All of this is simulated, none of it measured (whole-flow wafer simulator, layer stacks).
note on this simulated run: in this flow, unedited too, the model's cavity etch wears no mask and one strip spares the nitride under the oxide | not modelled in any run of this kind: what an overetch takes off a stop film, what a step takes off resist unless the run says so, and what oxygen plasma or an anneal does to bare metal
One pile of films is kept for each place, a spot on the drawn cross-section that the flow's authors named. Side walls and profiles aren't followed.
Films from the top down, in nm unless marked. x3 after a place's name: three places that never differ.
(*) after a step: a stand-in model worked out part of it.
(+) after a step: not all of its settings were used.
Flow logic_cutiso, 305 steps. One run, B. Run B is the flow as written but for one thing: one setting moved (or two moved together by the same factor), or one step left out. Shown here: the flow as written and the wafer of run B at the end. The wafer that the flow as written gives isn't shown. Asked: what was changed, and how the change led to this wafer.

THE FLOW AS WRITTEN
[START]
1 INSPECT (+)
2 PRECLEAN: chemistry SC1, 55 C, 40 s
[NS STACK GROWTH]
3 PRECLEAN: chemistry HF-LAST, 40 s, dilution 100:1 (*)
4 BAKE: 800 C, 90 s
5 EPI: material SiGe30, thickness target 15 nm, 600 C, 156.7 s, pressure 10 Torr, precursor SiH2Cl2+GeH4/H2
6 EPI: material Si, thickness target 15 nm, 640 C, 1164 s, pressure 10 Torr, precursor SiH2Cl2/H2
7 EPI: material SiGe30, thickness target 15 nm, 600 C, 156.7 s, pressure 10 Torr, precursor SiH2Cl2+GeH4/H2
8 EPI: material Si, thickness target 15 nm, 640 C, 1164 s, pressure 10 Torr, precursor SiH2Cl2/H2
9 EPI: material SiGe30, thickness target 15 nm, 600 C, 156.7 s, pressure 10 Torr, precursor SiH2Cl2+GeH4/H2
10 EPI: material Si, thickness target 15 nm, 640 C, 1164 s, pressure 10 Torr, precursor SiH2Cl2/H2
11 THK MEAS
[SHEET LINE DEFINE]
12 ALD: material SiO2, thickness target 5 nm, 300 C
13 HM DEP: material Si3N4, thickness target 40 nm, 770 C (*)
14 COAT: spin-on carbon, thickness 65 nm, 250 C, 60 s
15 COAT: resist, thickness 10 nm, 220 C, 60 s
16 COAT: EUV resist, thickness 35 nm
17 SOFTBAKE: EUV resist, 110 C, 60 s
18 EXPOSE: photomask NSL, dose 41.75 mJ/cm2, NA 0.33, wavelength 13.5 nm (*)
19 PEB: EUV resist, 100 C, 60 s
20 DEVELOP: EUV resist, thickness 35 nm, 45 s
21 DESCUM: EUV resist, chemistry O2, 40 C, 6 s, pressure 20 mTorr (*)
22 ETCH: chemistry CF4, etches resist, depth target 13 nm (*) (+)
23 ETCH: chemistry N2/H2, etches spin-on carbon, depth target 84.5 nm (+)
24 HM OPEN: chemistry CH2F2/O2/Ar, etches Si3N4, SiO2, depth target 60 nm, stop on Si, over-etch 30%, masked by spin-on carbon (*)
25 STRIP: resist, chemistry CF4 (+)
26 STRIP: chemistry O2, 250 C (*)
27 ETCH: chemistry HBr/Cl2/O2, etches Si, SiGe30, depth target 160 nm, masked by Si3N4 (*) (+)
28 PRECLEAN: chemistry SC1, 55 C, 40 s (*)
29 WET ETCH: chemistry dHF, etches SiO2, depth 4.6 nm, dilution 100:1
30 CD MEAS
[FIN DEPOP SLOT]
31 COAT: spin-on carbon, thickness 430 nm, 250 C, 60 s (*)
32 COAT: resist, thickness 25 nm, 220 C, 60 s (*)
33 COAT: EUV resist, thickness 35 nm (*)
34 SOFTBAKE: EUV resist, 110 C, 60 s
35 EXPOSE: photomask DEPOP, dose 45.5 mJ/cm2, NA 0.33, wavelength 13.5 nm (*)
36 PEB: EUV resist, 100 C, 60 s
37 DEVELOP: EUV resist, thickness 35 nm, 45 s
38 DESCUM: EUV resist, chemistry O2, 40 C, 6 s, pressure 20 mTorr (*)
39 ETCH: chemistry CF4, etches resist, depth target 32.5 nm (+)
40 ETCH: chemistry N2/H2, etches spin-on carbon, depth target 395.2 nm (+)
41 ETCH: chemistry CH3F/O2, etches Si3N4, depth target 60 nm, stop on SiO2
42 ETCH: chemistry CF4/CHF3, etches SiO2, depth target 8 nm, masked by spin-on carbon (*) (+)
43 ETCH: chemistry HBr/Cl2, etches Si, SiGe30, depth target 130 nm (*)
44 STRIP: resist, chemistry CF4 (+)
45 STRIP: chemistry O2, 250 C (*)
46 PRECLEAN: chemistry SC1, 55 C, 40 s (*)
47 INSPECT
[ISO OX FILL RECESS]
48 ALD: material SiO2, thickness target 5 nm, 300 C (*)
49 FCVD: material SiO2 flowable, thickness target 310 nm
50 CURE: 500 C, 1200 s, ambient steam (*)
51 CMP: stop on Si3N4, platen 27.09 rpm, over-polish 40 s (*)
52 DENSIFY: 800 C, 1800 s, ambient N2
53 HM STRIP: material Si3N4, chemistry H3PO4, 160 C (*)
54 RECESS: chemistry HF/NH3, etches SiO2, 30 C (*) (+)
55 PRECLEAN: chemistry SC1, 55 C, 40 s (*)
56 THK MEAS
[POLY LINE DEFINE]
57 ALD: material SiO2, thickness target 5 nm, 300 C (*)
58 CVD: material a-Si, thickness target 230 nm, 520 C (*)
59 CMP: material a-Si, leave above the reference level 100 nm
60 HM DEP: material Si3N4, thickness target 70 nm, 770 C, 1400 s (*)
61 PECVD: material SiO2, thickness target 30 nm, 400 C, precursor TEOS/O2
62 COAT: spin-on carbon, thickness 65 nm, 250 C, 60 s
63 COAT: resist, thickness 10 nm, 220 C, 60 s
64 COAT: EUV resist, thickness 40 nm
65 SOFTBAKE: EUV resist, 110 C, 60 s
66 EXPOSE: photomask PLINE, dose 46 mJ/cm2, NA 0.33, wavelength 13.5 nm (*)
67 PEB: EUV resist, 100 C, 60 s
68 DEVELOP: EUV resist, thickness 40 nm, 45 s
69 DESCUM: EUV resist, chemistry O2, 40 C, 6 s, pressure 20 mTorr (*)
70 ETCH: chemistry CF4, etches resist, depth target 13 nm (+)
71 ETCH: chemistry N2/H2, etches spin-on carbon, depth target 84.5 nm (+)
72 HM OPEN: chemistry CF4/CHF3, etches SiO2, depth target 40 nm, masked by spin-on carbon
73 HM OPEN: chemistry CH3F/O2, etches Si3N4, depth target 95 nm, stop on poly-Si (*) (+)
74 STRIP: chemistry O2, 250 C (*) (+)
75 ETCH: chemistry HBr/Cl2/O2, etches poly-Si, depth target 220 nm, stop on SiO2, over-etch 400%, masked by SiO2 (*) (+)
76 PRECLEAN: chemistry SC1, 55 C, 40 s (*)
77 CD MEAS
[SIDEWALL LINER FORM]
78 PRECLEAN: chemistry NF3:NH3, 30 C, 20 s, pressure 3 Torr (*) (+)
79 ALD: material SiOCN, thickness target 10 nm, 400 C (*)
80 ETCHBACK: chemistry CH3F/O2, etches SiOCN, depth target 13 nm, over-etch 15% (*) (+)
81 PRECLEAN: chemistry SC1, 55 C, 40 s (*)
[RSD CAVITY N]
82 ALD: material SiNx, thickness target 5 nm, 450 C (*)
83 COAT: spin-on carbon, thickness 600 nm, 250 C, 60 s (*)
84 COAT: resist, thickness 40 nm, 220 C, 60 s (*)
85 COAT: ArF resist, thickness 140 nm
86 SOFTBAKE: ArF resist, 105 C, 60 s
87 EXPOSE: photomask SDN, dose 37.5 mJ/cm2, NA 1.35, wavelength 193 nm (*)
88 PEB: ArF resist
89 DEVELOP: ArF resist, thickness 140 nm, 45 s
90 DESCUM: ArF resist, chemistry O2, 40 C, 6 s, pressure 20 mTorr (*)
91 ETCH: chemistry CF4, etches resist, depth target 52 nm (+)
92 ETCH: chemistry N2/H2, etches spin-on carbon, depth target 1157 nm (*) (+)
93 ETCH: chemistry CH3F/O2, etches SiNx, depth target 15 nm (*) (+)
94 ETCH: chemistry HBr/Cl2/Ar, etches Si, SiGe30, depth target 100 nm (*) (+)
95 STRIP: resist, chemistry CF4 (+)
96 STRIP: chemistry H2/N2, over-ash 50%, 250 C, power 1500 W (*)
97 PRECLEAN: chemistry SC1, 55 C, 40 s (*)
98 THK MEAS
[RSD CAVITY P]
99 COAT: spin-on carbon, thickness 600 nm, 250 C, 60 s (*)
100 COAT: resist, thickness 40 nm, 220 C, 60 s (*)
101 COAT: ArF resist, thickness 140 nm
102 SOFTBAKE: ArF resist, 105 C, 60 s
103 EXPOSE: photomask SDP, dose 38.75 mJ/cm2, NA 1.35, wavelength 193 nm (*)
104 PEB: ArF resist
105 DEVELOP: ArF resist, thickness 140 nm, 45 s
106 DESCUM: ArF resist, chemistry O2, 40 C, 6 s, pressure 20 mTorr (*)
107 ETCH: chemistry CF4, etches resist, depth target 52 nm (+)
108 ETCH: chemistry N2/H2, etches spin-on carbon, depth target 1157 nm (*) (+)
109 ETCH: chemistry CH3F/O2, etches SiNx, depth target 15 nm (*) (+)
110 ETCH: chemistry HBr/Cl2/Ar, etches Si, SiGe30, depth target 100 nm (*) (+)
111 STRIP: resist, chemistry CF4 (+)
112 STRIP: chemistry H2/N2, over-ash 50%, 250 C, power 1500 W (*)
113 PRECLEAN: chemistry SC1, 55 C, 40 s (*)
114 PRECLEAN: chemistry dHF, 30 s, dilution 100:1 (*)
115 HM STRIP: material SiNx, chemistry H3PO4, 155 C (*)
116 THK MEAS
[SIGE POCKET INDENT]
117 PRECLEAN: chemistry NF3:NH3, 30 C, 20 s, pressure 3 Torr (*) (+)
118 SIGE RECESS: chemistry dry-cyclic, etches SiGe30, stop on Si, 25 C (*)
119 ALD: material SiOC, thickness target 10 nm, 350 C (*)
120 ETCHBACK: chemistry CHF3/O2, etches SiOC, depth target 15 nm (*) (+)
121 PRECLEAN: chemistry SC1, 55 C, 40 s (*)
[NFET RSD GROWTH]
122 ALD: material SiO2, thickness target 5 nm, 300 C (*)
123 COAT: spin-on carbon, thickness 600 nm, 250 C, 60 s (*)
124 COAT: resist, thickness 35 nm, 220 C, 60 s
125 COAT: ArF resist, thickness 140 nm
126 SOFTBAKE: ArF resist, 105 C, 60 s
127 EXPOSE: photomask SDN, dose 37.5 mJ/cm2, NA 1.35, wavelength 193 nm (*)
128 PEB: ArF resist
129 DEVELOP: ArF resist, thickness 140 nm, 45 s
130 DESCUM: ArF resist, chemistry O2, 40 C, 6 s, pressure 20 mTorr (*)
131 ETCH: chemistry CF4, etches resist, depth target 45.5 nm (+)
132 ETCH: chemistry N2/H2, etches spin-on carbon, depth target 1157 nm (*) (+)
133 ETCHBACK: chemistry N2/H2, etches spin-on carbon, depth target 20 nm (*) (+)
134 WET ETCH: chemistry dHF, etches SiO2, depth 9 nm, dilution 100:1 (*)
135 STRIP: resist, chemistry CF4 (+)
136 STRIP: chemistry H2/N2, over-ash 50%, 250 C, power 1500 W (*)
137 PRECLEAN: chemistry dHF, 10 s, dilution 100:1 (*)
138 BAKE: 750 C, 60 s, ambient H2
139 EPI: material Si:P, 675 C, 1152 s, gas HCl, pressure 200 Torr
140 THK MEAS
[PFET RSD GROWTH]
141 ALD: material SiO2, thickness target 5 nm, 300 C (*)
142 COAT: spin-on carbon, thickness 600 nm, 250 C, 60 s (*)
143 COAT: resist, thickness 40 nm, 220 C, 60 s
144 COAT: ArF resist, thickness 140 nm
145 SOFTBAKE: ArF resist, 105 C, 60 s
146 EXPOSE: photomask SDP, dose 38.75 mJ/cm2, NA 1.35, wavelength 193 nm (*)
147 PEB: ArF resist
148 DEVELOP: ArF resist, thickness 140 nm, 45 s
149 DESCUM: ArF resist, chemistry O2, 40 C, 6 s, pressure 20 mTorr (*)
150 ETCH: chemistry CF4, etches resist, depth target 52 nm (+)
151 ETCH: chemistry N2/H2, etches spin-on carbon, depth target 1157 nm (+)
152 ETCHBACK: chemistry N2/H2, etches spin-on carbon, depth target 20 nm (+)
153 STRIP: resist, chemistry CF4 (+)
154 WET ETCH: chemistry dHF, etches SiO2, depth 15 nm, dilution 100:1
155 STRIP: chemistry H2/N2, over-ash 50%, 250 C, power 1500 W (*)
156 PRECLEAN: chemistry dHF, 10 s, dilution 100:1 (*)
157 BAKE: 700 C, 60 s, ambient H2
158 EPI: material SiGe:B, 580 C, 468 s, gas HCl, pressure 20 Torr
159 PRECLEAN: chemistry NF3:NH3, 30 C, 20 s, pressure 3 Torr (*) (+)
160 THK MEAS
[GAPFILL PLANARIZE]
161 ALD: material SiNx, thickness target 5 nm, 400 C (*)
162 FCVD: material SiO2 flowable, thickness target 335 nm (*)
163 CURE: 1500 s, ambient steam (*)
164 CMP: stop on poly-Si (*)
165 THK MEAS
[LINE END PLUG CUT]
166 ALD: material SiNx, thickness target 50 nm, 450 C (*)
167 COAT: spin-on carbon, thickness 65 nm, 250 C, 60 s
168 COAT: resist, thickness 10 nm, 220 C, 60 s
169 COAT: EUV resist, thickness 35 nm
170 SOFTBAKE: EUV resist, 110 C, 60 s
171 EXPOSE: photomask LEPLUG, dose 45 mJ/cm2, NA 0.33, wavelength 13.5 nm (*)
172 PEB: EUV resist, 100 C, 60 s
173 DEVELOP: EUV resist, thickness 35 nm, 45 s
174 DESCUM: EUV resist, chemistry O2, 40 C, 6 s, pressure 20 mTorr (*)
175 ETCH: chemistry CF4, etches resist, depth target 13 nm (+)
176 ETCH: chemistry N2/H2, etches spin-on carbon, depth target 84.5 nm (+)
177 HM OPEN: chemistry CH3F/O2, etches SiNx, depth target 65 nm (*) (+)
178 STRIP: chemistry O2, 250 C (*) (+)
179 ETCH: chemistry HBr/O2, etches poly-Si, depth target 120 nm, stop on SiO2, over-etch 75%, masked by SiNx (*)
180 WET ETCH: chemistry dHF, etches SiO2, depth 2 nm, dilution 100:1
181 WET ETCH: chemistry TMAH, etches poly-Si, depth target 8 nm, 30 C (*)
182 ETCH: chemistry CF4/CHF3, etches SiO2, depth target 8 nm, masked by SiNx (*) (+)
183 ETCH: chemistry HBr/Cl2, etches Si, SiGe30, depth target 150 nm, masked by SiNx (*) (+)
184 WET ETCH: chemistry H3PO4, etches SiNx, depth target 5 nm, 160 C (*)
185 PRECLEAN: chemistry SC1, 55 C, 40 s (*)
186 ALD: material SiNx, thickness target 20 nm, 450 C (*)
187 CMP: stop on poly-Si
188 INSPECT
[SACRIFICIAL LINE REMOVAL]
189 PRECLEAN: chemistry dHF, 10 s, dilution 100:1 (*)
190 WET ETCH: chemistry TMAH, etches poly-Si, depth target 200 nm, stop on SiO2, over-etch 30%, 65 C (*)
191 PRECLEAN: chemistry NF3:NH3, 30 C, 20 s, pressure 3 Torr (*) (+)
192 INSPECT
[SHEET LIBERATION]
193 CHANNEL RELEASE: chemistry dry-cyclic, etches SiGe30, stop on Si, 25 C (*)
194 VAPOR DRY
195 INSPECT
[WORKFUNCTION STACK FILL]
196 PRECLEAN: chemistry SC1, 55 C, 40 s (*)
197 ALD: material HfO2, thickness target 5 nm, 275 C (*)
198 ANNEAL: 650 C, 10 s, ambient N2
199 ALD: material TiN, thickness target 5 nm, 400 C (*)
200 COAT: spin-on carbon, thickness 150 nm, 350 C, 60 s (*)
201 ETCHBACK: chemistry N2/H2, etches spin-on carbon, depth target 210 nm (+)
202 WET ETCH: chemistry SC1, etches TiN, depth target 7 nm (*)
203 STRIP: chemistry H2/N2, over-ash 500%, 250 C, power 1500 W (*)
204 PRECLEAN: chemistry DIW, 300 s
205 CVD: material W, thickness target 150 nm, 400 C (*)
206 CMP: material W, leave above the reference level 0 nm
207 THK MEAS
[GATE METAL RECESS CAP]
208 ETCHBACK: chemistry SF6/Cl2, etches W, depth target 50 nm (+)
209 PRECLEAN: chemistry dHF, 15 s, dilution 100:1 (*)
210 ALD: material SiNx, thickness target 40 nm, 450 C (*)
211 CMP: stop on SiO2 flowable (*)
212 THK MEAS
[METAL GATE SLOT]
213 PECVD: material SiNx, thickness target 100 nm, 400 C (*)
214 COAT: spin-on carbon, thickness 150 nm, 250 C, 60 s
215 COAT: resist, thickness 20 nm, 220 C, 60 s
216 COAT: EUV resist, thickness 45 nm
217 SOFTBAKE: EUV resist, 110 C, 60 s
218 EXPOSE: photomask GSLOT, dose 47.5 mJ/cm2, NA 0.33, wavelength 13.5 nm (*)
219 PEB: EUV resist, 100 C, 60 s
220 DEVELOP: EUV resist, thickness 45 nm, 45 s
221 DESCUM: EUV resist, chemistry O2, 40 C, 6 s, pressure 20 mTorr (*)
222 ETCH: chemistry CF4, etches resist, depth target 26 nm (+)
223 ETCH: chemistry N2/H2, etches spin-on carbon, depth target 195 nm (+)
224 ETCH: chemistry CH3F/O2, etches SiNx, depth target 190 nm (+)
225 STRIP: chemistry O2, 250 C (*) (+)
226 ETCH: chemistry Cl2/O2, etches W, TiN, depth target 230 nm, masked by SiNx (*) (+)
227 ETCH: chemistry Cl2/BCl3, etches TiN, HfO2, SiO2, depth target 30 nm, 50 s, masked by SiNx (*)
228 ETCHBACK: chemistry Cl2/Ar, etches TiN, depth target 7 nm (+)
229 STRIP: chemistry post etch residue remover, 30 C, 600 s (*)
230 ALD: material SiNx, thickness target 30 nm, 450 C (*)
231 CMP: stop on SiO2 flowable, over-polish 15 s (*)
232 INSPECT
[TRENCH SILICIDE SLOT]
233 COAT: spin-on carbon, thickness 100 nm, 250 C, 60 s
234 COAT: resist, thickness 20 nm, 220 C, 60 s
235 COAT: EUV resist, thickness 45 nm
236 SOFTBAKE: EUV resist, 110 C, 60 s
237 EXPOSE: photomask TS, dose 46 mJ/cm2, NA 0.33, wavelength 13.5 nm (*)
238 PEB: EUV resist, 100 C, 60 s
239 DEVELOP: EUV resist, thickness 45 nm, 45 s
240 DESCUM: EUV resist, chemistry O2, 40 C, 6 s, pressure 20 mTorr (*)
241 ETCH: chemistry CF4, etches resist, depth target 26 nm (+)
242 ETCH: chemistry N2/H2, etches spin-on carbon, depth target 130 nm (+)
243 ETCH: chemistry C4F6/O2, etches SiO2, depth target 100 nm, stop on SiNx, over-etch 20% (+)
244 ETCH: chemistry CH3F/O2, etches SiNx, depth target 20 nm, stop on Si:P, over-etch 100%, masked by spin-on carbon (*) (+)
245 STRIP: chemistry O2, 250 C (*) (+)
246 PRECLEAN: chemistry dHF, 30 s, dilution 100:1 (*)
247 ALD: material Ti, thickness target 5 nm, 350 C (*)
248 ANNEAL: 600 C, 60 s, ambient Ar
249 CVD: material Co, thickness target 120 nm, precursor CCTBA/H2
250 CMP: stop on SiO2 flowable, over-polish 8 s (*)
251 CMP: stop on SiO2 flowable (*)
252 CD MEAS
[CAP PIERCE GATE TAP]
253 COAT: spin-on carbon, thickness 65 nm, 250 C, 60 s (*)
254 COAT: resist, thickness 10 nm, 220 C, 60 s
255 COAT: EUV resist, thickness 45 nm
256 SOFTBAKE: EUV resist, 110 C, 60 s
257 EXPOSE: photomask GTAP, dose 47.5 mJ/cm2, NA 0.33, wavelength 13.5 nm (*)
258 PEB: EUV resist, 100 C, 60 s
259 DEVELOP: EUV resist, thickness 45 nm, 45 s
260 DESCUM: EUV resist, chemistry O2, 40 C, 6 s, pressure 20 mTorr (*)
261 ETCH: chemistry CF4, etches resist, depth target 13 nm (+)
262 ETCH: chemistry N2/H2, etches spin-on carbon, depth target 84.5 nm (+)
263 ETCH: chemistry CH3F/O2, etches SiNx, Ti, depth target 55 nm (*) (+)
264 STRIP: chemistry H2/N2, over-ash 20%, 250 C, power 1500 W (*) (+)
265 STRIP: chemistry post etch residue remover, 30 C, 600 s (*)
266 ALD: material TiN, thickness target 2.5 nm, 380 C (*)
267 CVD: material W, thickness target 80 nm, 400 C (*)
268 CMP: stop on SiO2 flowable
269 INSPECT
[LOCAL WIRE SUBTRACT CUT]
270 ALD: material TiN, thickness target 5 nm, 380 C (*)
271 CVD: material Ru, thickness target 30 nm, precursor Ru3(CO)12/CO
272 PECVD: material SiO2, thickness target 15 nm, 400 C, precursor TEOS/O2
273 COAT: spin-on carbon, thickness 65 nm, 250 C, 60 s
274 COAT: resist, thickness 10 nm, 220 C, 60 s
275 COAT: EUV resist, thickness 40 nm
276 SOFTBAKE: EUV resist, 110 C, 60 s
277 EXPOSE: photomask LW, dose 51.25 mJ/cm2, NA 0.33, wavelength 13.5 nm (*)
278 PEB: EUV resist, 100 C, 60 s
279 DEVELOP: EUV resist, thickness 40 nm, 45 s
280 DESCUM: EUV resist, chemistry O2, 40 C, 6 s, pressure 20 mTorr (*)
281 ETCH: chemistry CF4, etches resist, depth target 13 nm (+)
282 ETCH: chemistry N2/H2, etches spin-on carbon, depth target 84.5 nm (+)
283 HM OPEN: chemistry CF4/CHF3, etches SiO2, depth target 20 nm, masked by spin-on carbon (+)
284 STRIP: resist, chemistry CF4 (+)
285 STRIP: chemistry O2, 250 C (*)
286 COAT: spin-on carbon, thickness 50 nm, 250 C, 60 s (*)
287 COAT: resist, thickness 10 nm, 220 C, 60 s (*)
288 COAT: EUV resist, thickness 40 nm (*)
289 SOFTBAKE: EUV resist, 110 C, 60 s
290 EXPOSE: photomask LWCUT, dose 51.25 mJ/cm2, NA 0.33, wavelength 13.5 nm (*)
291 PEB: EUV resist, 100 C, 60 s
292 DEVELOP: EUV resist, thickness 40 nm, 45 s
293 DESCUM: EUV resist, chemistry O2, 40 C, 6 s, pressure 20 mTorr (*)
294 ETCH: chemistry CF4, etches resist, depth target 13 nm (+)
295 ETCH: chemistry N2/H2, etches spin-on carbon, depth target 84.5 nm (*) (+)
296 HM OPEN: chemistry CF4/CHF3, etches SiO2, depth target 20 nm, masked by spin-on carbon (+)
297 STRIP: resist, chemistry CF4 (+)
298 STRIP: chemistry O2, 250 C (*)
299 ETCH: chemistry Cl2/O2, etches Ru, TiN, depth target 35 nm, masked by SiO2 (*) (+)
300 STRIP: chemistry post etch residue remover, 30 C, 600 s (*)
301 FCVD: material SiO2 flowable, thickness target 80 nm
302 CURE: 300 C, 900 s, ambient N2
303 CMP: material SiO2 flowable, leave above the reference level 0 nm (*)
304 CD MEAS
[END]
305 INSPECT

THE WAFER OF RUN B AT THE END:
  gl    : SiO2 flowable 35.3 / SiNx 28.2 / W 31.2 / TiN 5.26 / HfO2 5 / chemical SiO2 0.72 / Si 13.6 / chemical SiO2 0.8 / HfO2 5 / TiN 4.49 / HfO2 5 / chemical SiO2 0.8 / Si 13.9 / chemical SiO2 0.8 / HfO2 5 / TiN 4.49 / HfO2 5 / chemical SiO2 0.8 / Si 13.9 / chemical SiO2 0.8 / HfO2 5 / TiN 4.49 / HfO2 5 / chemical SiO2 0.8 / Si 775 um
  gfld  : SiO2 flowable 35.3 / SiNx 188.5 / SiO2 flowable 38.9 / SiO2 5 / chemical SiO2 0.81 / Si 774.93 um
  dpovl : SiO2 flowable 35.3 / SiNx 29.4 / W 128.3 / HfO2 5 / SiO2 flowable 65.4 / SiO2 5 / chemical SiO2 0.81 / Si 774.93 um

The cause: step 10, EPI: 1223 s was run, where the flow has 1164 s.

How the change led to this, step by step:
  10 EPI: material Si, thickness target 15 nm, 640 C, 1164 s, pressure 10 Torr, precursor SiH2Cl2/H2
      depop, dpovl, gfld and 19 more: Si +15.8 (new film) (as written it would be: Si +15 (new film))
  27 ETCH: chemistry HBr/Cl2/O2, etches Si, SiGe30, depth target 160 nm, masked by Si3N4 (*) (+)
      gfld, gxf, iso, lnri: chemical SiO2 -0.79 (all of it), Si -12.1 (all of it), SiGe30 -15 (all of it), Si -15 (all of it), SiGe30 -15 (all of it), Si -15 (all of it), SiGe30 -15 (all of it), Si -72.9 (as written it would be: chemical SiO2 -0.79 (all of it), Si -11.4 (all of it), SiGe30 -15 (all of it), Si -15 (all of it), SiGe30 -15 (all of it), Si -15 (all of it), SiGe30 -15 (all of it), Si -73.6)
      dpovl, nsgap: chemical SiO2 -0.79 (all of it), Si -12.5 (all of it), SiGe30 -15 (all of it), Si -15 (all of it), SiGe30 -15 (all of it), Si -15 (all of it), SiGe30 -15 (all of it), Si -72.5 (as written it would be: chemical SiO2 -0.79 (all of it), Si -11.8 (all of it), SiGe30 -15 (all of it), Si -15 (all of it), SiGe30 -15 (all of it), Si -15 (all of it), SiGe30 -15 (all of it), Si -73.2)
      (and at 1 more place)
  43 ETCH: chemistry HBr/Cl2, etches Si, SiGe30, depth target 130 nm (*)
      depop: Si -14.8 (all of it), SiGe30 -15 (all of it), Si -15 (all of it), SiGe30 -15 (all of it), Si -15 (all of it), SiGe30 -15 (all of it), Si -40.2 (as written it would be: Si -14 (all of it), SiGe30 -15 (all of it), Si -15 (all of it), SiGe30 -15 (all of it), Si -15 (all of it), SiGe30 -15 (all of it), Si -41)
  94 ETCH: chemistry HBr/Cl2/Ar, etches Si, SiGe30, depth target 100 nm (*) (+)
      rsdn, rsdx: chemical SiO2 -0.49 (all of it), Si -13.6 (all of it), SiGe30 -15 (all of it), Si -15 (all of it), SiGe30 -15 (all of it), Si -15 (all of it), SiGe30 -15 (all of it), Si -11.4 (as written it would be: chemical SiO2 -0.49 (all of it), Si -12.8 (all of it), SiGe30 -15 (all of it), Si -15 (all of it), SiGe30 -15 (all of it), Si -15 (all of it), SiGe30 -15 (all of it), Si -12.2)
  110 ETCH: chemistry HBr/Cl2/Ar, etches Si, SiGe30, depth target 100 nm (*) (+)
      rsdp, rsdw: chemical SiO2 -0.49 (all of it), Si -13.6 (all of it), SiGe30 -15 (all of it), Si -15 (all of it), SiGe30 -15 (all of it), Si -15 (all of it), SiGe30 -15 (all of it), Si -11.4 (as written it would be: chemical SiO2 -0.49 (all of it), Si -12.8 (all of it), SiGe30 -15 (all of it), Si -15 (all of it), SiGe30 -15 (all of it), Si -15 (all of it), SiGe30 -15 (all of it), Si -12.2)
  183 ETCH: chemistry HBr/Cl2, etches Si, SiGe30, depth target 150 nm, masked by SiNx (*) (+)
      plug: Si -14.3 (all of it), SiGe30 -15 (all of it), Si -15 (all of it), SiGe30 -15 (all of it), Si -15 (all of it), SiGe30 -15 (all of it), Si -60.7 (as written it would be: Si -13.6 (all of it), SiGe30 -15 (all of it), Si -15 (all of it), SiGe30 -15 (all of it), Si -15 (all of it), SiGe30 -15 (all of it), Si -61.4)
